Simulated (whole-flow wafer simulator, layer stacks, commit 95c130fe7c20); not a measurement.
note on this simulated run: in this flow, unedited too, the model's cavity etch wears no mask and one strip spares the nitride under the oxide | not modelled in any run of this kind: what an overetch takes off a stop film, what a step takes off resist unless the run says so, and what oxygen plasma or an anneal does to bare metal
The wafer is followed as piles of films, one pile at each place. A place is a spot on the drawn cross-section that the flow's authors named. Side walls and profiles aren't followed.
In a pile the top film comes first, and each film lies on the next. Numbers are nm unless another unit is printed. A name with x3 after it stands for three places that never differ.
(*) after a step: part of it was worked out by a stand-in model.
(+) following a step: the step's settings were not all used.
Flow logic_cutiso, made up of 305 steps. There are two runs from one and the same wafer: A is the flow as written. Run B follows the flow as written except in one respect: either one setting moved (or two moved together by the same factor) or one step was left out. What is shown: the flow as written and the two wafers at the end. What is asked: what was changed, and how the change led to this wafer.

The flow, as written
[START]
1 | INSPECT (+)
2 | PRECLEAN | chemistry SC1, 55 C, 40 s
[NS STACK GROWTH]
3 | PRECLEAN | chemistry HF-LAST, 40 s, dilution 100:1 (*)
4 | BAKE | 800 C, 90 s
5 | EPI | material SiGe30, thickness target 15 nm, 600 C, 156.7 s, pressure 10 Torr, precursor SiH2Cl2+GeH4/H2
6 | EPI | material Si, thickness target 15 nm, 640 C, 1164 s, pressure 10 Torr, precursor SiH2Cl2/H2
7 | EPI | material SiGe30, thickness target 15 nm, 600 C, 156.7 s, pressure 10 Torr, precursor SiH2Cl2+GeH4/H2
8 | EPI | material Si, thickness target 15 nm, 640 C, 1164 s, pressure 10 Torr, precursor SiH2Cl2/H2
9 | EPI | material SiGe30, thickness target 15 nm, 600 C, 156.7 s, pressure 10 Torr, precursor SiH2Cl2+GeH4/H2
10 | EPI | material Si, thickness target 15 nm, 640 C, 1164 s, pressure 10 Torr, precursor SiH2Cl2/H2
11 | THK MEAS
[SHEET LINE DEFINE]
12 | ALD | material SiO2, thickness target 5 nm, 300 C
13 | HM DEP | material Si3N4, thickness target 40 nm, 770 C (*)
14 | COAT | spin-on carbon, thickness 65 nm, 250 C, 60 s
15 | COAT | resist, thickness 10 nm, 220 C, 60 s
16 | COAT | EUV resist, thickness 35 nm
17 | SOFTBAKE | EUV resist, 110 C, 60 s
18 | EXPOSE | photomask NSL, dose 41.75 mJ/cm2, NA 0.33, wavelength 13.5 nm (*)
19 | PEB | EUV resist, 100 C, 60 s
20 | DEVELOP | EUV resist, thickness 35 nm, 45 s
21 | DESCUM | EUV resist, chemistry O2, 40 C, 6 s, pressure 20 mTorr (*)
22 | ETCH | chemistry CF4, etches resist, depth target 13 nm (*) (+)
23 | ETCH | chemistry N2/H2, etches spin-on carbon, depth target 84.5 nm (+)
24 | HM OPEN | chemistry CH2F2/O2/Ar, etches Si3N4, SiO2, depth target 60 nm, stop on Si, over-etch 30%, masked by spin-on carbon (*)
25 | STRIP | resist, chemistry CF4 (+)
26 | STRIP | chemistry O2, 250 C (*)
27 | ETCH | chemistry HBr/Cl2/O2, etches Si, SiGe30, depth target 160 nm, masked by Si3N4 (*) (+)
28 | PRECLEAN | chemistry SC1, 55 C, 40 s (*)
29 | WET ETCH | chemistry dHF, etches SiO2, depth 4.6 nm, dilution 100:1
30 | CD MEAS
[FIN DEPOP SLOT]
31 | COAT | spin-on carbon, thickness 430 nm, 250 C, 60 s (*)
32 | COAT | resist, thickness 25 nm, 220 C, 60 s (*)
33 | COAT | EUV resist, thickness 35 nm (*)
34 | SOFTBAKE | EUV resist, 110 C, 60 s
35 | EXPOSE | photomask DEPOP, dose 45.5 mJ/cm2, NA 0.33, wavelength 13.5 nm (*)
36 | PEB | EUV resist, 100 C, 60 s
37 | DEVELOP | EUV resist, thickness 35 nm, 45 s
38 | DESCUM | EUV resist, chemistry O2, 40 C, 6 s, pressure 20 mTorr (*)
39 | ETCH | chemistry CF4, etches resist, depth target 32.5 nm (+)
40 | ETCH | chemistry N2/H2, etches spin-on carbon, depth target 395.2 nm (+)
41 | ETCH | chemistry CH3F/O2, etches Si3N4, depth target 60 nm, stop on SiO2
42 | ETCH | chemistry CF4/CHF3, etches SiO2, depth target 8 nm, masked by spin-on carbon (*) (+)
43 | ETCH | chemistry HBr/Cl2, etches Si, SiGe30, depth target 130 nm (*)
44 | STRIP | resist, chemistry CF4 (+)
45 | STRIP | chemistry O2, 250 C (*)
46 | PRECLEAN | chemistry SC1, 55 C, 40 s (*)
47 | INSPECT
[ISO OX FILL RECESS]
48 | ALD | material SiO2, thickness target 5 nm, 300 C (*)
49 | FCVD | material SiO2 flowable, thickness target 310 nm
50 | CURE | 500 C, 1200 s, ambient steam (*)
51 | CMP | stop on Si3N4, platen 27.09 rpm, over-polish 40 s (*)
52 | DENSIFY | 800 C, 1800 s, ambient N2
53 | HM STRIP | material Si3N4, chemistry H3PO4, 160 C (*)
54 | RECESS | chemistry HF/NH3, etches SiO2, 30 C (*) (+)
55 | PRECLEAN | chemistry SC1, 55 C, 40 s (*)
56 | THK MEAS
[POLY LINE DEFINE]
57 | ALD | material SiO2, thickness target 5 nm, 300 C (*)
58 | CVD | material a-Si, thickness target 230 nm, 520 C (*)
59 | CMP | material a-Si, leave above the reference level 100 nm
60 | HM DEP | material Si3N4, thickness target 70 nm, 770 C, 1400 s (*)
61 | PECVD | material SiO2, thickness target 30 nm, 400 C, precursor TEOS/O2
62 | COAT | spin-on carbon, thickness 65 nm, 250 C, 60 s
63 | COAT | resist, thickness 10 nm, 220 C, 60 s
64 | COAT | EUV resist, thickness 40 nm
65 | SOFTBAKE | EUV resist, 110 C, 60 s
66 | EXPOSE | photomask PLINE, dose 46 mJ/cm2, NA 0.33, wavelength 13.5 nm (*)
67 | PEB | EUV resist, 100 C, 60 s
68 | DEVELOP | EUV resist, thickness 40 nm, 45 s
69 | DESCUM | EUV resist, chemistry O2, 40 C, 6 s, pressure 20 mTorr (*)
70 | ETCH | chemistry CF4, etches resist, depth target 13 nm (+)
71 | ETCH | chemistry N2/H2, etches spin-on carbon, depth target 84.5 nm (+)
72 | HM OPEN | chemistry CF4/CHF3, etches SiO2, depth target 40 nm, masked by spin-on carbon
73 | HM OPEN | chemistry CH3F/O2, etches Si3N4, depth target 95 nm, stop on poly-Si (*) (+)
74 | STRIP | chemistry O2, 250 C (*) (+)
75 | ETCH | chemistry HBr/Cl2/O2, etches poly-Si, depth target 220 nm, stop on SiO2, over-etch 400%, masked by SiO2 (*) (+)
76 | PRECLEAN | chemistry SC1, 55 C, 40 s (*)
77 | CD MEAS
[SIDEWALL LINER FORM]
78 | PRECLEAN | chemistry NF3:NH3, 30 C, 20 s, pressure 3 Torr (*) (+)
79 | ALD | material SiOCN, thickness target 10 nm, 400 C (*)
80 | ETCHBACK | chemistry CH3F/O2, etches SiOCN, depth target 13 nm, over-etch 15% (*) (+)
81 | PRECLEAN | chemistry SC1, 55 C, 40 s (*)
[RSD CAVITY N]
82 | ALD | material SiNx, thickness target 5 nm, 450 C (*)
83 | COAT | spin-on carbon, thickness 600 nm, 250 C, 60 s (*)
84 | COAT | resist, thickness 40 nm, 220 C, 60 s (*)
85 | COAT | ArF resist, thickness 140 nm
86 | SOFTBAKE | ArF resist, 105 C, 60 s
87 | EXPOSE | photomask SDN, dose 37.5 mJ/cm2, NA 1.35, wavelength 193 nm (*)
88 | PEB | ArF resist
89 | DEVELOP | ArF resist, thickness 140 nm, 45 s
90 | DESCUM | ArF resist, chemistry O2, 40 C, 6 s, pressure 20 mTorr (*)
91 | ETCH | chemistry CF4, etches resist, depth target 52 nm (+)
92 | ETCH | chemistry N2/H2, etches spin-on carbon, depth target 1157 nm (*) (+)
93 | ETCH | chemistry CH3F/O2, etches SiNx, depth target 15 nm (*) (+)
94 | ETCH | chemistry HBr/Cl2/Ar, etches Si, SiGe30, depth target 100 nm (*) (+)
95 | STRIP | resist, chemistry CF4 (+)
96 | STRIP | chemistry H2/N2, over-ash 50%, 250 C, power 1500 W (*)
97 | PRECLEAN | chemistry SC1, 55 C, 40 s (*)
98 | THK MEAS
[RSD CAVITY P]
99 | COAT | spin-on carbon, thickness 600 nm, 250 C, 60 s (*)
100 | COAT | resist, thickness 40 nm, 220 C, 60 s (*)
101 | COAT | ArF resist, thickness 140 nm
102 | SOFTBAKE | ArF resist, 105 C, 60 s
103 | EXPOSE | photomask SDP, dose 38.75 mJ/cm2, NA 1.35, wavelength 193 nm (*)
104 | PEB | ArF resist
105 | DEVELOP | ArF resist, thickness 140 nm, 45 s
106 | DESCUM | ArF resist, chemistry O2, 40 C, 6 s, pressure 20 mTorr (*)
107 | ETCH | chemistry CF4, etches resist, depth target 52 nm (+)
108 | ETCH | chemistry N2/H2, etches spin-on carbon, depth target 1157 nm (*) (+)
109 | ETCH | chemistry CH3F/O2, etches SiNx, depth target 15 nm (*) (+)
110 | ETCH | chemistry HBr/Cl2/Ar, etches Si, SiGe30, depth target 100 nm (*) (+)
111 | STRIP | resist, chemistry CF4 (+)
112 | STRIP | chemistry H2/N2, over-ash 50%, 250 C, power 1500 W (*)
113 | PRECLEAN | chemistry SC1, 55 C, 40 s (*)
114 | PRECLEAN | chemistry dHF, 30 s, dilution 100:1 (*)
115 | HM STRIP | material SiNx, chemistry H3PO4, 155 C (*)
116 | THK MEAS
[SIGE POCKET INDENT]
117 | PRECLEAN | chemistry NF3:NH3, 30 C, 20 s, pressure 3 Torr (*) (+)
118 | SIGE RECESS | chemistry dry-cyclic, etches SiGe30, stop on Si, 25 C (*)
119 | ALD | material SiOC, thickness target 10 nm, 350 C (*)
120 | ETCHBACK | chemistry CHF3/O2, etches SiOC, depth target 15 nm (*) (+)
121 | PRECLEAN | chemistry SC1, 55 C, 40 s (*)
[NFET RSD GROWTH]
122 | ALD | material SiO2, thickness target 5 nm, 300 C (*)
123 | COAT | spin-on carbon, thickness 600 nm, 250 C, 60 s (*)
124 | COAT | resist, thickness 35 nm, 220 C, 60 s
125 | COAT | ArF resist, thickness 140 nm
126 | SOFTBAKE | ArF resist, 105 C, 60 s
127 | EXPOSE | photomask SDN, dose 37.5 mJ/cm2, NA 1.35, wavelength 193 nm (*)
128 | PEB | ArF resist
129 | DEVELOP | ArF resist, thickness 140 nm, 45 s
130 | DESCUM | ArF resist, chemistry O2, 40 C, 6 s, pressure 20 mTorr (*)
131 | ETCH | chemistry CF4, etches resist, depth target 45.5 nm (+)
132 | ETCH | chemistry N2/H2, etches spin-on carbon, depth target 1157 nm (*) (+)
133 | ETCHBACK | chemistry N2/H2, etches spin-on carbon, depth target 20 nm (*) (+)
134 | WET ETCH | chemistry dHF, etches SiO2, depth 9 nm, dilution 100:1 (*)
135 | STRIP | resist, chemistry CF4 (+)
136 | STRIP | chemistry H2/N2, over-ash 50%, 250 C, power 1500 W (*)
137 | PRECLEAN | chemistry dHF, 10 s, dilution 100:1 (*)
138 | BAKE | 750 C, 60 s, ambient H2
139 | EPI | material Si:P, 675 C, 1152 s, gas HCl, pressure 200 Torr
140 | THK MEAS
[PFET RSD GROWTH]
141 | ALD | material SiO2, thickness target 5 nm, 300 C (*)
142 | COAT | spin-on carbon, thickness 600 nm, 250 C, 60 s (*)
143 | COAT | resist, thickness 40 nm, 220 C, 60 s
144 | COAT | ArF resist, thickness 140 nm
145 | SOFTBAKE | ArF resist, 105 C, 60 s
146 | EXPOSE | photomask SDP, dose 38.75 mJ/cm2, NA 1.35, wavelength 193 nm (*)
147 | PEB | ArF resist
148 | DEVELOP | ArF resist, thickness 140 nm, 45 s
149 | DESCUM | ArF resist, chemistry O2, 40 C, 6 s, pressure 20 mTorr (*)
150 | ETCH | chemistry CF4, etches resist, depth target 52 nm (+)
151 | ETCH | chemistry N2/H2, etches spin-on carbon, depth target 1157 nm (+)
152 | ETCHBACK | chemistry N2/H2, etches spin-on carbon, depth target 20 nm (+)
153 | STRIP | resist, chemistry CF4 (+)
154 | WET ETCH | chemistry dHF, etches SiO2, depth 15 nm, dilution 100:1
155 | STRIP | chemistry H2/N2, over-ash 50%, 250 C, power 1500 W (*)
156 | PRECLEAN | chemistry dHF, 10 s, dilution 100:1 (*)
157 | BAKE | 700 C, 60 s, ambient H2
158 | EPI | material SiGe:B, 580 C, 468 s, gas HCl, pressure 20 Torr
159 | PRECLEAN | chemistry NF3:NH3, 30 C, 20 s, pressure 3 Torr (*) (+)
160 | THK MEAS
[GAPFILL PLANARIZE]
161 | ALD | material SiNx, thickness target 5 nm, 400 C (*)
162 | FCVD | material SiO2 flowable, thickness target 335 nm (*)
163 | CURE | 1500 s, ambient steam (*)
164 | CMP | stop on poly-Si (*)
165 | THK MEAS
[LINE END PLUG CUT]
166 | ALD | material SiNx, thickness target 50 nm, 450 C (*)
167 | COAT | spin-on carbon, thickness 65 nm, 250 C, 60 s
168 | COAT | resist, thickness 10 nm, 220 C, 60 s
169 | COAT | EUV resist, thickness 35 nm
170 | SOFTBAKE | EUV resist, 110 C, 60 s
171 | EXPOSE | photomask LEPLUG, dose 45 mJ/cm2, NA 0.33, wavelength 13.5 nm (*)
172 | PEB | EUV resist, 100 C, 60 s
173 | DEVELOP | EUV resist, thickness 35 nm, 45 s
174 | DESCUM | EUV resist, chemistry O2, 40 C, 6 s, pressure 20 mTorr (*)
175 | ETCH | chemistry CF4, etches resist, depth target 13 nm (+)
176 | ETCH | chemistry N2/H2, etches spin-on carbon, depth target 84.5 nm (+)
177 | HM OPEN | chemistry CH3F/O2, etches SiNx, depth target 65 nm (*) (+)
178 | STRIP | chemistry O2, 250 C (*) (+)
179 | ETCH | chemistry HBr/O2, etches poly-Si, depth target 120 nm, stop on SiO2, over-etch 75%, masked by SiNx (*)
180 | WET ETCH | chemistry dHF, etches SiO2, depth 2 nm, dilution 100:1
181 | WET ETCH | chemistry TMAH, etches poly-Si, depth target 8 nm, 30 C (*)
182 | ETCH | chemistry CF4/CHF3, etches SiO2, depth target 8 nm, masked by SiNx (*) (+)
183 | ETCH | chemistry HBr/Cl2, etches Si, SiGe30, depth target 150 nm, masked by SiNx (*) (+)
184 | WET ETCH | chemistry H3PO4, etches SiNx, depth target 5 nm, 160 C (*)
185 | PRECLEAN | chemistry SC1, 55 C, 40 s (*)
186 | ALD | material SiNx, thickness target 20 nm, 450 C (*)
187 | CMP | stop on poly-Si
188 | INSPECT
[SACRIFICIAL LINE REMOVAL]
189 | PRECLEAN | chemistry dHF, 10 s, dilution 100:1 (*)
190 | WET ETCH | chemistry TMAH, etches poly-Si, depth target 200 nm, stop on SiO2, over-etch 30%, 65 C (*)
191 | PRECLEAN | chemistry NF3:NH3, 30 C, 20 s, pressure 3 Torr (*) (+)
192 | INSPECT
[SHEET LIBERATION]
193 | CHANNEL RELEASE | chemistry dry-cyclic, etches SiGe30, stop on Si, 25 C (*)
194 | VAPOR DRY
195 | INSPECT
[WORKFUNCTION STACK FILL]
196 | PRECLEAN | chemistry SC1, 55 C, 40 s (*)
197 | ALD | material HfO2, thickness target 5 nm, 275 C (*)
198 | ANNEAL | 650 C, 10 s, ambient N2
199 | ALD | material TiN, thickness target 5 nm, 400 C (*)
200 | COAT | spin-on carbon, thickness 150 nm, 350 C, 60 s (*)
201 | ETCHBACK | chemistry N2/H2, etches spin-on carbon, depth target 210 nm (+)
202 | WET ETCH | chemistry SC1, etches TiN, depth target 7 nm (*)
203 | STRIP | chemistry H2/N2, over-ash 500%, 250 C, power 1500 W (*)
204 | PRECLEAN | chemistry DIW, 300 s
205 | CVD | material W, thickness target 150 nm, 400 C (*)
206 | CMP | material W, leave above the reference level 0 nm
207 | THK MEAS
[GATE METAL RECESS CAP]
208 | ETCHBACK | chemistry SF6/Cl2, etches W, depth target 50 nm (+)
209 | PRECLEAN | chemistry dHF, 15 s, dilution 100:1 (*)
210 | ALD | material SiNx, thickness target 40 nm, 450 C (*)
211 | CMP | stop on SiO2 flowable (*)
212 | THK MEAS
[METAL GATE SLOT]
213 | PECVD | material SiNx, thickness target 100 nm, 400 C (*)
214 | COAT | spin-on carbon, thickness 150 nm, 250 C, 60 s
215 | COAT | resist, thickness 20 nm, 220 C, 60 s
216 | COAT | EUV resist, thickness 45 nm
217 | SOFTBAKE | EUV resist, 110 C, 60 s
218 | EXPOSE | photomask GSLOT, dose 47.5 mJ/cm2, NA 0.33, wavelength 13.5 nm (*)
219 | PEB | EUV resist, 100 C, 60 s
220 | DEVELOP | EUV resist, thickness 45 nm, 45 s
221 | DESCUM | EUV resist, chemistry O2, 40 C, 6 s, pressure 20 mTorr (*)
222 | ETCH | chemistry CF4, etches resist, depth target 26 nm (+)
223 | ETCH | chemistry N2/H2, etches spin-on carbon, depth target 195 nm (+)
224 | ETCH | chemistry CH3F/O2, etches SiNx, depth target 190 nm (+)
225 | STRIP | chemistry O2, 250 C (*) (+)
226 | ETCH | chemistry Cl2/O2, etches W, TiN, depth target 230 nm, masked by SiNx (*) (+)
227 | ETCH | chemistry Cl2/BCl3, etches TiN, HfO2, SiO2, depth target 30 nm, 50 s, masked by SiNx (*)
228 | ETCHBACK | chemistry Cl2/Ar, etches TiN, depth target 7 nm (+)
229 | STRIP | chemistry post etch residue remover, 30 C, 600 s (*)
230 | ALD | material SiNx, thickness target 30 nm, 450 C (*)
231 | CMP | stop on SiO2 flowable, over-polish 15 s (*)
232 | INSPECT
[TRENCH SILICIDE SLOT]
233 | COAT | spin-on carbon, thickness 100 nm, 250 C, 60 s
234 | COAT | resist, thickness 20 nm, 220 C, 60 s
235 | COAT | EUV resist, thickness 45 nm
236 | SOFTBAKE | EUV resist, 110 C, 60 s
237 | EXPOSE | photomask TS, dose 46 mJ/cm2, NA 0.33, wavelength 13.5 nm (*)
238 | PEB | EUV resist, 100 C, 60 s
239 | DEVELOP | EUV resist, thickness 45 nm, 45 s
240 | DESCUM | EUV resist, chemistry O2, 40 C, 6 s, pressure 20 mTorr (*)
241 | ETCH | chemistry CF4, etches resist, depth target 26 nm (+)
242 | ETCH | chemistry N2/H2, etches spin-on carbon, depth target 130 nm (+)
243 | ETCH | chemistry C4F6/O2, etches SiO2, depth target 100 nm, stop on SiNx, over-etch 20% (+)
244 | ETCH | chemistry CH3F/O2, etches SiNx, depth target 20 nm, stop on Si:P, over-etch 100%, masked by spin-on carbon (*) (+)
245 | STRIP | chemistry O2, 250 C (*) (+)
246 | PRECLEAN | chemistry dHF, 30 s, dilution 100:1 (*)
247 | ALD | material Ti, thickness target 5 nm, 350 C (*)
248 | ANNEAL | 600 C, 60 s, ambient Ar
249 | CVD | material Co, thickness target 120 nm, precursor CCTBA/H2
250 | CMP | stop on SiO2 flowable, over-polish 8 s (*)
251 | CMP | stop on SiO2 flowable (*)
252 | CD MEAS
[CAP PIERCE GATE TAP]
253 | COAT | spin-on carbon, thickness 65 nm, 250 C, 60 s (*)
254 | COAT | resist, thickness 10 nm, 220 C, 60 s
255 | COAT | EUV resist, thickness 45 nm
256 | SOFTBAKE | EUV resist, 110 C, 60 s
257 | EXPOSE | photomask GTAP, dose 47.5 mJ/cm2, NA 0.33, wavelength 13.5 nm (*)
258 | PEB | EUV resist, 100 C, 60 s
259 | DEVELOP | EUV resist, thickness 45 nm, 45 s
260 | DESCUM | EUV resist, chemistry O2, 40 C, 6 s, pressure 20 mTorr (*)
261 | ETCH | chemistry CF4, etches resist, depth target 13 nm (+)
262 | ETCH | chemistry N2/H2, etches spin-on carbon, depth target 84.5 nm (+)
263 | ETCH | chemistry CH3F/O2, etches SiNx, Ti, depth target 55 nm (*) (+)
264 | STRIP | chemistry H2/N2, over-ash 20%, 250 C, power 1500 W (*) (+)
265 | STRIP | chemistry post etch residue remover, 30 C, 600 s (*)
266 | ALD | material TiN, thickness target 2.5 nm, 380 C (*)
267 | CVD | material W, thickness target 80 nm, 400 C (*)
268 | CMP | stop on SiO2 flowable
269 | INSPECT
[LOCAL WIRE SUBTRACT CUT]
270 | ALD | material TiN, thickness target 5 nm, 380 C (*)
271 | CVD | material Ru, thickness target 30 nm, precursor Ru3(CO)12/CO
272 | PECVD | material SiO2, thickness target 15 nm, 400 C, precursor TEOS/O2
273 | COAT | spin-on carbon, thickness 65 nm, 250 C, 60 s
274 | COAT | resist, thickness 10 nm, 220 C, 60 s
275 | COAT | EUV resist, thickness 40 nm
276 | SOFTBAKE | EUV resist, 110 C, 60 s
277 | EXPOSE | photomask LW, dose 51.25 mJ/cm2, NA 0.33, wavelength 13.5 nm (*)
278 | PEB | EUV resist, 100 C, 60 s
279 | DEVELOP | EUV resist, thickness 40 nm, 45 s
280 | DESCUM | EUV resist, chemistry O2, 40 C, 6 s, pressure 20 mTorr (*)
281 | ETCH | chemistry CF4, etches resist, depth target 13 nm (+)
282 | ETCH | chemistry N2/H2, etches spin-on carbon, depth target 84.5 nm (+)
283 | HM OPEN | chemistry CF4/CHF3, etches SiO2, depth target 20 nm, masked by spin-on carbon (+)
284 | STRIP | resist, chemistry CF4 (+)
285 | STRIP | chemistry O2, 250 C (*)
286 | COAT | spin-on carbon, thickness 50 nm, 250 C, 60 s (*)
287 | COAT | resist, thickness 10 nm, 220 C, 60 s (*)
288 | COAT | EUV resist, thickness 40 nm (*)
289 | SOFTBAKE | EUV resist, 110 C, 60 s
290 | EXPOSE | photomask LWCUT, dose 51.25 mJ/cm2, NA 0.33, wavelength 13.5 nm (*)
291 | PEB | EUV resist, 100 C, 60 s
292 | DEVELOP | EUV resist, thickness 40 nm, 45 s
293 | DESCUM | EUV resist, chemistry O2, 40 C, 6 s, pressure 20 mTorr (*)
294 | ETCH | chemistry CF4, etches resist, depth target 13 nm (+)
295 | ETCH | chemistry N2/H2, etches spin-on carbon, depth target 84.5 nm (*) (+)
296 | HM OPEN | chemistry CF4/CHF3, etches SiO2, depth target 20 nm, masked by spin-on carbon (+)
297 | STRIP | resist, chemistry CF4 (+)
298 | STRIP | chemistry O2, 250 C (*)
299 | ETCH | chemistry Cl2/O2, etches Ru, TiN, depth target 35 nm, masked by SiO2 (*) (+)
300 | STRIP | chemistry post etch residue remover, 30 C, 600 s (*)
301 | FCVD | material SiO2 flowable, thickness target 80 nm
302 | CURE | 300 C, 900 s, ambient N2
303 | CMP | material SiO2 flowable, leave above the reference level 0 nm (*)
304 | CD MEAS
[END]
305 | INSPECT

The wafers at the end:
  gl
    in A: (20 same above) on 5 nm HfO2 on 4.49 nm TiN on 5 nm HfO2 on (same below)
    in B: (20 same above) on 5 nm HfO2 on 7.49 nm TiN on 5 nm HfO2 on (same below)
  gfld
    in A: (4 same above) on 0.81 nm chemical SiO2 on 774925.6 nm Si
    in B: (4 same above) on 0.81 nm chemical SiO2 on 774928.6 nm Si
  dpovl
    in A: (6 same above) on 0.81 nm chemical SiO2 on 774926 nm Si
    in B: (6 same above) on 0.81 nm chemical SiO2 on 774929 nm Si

The reason: step 5, EPI: thickness target 18 nm was run, though the flow has thickness target 15 nm; step 5, EPI: 188 s was run, where the flow has 156.7 s.

The path from the change to this, step by step:
  5 | EPI | material SiGe30, thickness target 15 nm, 600 C, 156.7 s, pressure 10 Torr, precursor SiH2Cl2+GeH4/H2
      depop, dpovl, gfld and 19 more: A SiGe30 gains 15 (new film) | B SiGe30 gains 18 (new film)
  27 | ETCH | chemistry HBr/Cl2/O2, etches Si, SiGe30, depth target 160 nm, masked by Si3N4 (*) (+)
      gfld, gxf, iso, lnri: A chemical SiO2 loses 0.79 (all of it), Si loses 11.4 (all of it), SiGe30 loses 15 (all of it), Si loses 15 (all of it), SiGe30 loses 15 (all of it), Si loses 15 (all of it), SiGe30 loses 15 (all of it), Si loses 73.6 | B chemical SiO2 loses 0.79 (all of it), Si loses 11.4 (all of it), SiGe30 loses 15 (all of it), Si loses 15 (all of it), SiGe30 loses 15 (all of it), Si loses 15 (all of it), SiGe30 loses 18 (all of it), Si loses 70.6
      dpovl, nsgap: A chemical SiO2 loses 0.79 (all of it), Si loses 11.8 (all of it), SiGe30 loses 15 (all of it), Si loses 15 (all of it), SiGe30 loses 15 (all of it), Si loses 15 (all of it), SiGe30 loses 15 (all of it), Si loses 73.2 | B chemical SiO2 loses 0.79 (all of it), Si loses 11.8 (all of it), SiGe30 loses 15 (all of it), Si loses 15 (all of it), SiGe30 loses 15 (all of it), Si loses 15 (all of it), SiGe30 loses 18 (all of it), Si loses 70.2
      (and at 1 other place as well)
  43 | ETCH | chemistry HBr/Cl2, etches Si, SiGe30, depth target 130 nm (*)
      depop: A Si loses 14 (all of it), SiGe30 loses 15 (all of it), Si loses 15 (all of it), SiGe30 loses 15 (all of it), Si loses 15 (all of it), SiGe30 loses 15 (all of it), Si loses 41 | B Si loses 14 (all of it), SiGe30 loses 15 (all of it), Si loses 15 (all of it), SiGe30 loses 15 (all of it), Si loses 15 (all of it), SiGe30 loses 18 (all of it), Si loses 38
  94 | ETCH | chemistry HBr/Cl2/Ar, etches Si, SiGe30, depth target 100 nm (*) (+)
      rsdn, rsdx: A chemical SiO2 loses 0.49 (all of it), Si loses 12.8 (all of it), SiGe30 loses 15 (all of it), Si loses 15 (all of it), SiGe30 loses 15 (all of it), Si loses 15 (all of it), SiGe30 loses 15 (all of it), Si loses 12.2 | B chemical SiO2 loses 0.49 (all of it), Si loses 12.8 (all of it), SiGe30 loses 15 (all of it), Si loses 15 (all of it), SiGe30 loses 15 (all of it), Si loses 15 (all of it), SiGe30 loses 18 (all of it), Si loses 9.16
  110 | ETCH | chemistry HBr/Cl2/Ar, etches Si, SiGe30, depth target 100 nm (*) (+)
      rsdp, rsdw: A chemical SiO2 loses 0.49 (all of it), Si loses 12.8 (all of it), SiGe30 loses 15 (all of it), Si loses 15 (all of it), SiGe30 loses 15 (all of it), Si loses 15 (all of it), SiGe30 loses 15 (all of it), Si loses 12.2 | B chemical SiO2 loses 0.49 (all of it), Si loses 12.8 (all of it), SiGe30 loses 15 (all of it), Si loses 15 (all of it), SiGe30 loses 15 (all of it), Si loses 15 (all of it), SiGe30 loses 18 (all of it), Si loses 9.16
  118 | SIGE RECESS | chemistry dry-cyclic, etches SiGe30, stop on Si, 25 C (*)
      lnr, lnrp, lnrt: A SiOCN loses 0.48, Si loses 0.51, cavity gains 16 (new film), SiGe30 loses 15 (all of it), Si loses 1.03, cavity gains 16 (new film), SiGe30 loses 15 (all of it), Si loses 1.03, cavity gains 16 (new film), SiGe30 loses 15 (all of it), Si loses 0.51 | B SiOCN loses 0.48, Si loses 0.51, cavity gains 16 (new film), SiGe30 loses 15 (all of it), Si loses 1.03, cavity gains 16 (new film), SiGe30 loses 15 (all of it), Si loses 1.03, cavity gains 19 (new film), SiGe30 loses 18 (all of it), Si loses 0.51
  119 | ALD | material SiOC, thickness target 10 nm, 350 C (*)
      lnr, lnrp, lnrt: A SiOC gains 10 (new film), SiOC gains 16 (new film), cavity loses 16 (all of it), SiOC gains 16 (new film), cavity loses 16 (all of it), SiOC gains 16 (new film), cavity loses 16 (all of it) | B SiOC gains 10 (new film), SiOC gains 16 (new film), cavity loses 16 (all of it), SiOC gains 16 (new film), cavity loses 16 (all of it), SiOC gains 19 (new film), cavity loses 19 (all of it)
  183 | ETCH | chemistry HBr/Cl2, etches Si, SiGe30, depth target 150 nm, masked by SiNx (*) (+)
      plug: A Si loses 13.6 (all of it), SiGe30 loses 15 (all of it), Si loses 15 (all of it), SiGe30 loses 15 (all of it), Si loses 15 (all of it), SiGe30 loses 15 (all of it), Si loses 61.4 | B Si loses 13.6 (all of it), SiGe30 loses 15 (all of it), Si loses 15 (all of it), SiGe30 loses 15 (all of it), Si loses 15 (all of it), SiGe30 loses 18 (all of it), Si loses 58.4
  193 | CHANNEL RELEASE | chemistry dry-cyclic, etches SiGe30, stop on Si, 25 C (*)
      gl, glp, gxn, gxp, ns, tap: A chemical SiO2 gains 0.8 (new film), Si loses 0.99, chemical SiO2 gains 0.8 (new film), cavity gains 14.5 (new film), chemical SiO2 gains 0.8 (new film), SiGe30 loses 15 (all of it), Si loses 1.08, chemical SiO2 gains 0.8 (new film), cavity gains 14.5 (new film), chemical SiO2 gains 0.8 (new film), SiGe30 loses 15 (all of it), Si loses 1.08, chemical SiO2 gains 0.8 (new film), cavity gains 14.5 (new film), chemical SiO2 gains 0.8 (new film), SiGe30 loses 15 (all of it), Si loses 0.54 | B chemical SiO2 gains 0.8 (new film), Si loses 0.99, chemical SiO2 gains 0.8 (new film), cavity gains 14.5 (new film), chemical SiO2 gains 0.8 (new film), SiGe30 loses 15 (all of it), Si loses 1.08, chemical SiO2 gains 0.8 (new film), cavity gains 14.5 (new film), chemical SiO2 gains 0.8 (new film), SiGe30 loses 15 (all of it), Si loses 1.08, chemical SiO2 gains 0.8 (new film), cavity gains 17.5 (new film), chemical SiO2 gains 0.8 (new film), SiGe30 loses 18 (all of it), Si loses 0.54
  199 | ALD | material TiN, thickness target 5 nm, 400 C (*)
      gl, glp, tap: A TiN gains 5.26 (new film), TiN gains 4.49 (new film), cavity loses 4.49 (all of it), TiN gains 4.49 (new film), cavity loses 4.49 (all of it), TiN gains 4.49 (new film), cavity loses 4.49 (all of it) | B TiN gains 5.26 (new film), TiN gains 4.49 (new film), cavity loses 4.49 (all of it), TiN gains 4.49 (new film), cavity loses 4.49 (all of it), TiN gains 7.49 (new film), cavity loses 7.49 (all of it)
      gxn, gxp, ns: A TiN gains 5 (new film), TiN gains 4.49 (new film), cavity loses 4.49 (all of it), TiN gains 4.49 (new film), cavity loses 4.49 (all of it), TiN gains 4.49 (new film), cavity loses 4.49 (all of it) | B TiN gains 5 (new film), TiN gains 4.49 (new film), cavity loses 4.49 (all of it), TiN gains 4.49 (new film), cavity loses 4.49 (all of it), TiN gains 7.49 (new film), cavity loses 7.49 (all of it)
